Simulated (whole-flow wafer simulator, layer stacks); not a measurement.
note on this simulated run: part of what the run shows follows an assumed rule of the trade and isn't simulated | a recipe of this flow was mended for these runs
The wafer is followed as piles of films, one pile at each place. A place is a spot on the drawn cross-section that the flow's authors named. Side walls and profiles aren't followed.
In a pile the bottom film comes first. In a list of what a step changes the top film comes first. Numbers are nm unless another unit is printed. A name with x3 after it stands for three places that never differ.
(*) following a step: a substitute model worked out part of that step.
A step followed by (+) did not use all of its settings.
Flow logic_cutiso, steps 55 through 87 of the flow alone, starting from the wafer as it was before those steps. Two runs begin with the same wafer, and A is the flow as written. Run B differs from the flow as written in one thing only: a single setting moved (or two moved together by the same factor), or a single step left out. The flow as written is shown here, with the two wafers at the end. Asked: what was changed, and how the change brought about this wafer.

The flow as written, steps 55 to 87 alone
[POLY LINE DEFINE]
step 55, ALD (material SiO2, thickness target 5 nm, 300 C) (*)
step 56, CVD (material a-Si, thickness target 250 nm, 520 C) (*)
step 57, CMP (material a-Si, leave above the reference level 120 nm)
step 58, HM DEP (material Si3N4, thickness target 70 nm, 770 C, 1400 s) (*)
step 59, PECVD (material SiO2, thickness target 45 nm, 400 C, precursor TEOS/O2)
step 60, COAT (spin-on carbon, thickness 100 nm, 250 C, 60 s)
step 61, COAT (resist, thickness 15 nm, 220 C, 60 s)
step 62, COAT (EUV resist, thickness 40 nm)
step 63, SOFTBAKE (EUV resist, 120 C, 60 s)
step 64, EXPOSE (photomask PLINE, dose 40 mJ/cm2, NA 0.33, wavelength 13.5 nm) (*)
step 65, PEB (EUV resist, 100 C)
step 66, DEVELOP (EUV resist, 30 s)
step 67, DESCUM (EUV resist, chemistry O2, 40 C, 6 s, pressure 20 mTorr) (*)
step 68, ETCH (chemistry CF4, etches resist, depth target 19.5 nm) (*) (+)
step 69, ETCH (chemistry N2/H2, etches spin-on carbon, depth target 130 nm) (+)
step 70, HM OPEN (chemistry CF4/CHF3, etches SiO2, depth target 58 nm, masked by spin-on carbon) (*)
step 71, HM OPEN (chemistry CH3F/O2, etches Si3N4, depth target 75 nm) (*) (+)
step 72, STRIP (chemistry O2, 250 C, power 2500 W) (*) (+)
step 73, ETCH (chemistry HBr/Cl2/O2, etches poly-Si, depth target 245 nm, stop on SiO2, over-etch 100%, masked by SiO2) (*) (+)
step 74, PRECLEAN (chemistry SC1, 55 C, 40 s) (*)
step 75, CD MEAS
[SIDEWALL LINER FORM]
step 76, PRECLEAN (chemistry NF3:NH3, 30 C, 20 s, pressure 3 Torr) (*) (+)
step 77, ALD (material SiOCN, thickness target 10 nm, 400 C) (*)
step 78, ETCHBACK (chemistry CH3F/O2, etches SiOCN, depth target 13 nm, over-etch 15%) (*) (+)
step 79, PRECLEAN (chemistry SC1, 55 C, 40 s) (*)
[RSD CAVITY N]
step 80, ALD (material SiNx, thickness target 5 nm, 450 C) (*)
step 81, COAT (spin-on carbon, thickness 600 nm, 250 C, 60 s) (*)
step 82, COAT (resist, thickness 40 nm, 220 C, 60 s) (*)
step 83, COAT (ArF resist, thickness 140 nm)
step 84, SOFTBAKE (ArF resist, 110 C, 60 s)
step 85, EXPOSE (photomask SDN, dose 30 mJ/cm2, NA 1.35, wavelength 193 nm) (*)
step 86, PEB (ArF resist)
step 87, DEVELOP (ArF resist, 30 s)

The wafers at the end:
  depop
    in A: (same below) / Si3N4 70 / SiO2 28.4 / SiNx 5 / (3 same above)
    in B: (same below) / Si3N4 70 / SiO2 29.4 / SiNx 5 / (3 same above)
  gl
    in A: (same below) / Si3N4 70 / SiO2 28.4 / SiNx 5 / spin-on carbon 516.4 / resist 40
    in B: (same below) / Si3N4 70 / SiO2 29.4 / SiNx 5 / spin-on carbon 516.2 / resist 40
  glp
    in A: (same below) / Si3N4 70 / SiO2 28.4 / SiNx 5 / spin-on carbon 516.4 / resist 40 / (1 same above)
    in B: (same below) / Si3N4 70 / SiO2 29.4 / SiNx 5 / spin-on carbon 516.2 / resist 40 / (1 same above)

Cause: step 73, ETCH: depth target 108.7 nm was run, whereas the flow has depth target 245 nm.

The path from the change to this, step by step:
  step 73, ETCH (chemistry HBr/Cl2/O2, etches poly-Si, depth target 245 nm, stop on SiO2, over-etch 100%, masked by SiO2) (*) (+)
      depop, dpovl x3, gfld and 8 more: A SiO2 loses 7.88 | B SiO2 loses 6.94
      lnr, lnrp, lnrt, rsdn, rsdp, rsdw, rsdx: A chemical SiO2 loses 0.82 (all of it), poly-Si loses 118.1 (all of it), SiO2 loses 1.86 | B chemical SiO2 loses 0.82 (all of it), poly-Si loses 118.1 (all of it), SiO2 loses 0.5
      (also at 2 further places)
  step 76, PRECLEAN (chemistry NF3:NH3, 30 C, 20 s, pressure 3 Torr) (*) (+)
      lnr, lnrp, lnrt, rsdn, rsdp, rsdw, rsdx: A SiO2 loses 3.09 (all of it), chemical SiO2 loses 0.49 (all of it) | B SiO2 loses 4.45 (all of it), chemical SiO2 loses 0.49 (all of it)
      iso, lnri: A SiO2 loses 3.56 (all of it), SiO2 flowable loses 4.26 | B SiO2 loses 4.92 (all of it), SiO2 flowable loses 2.68
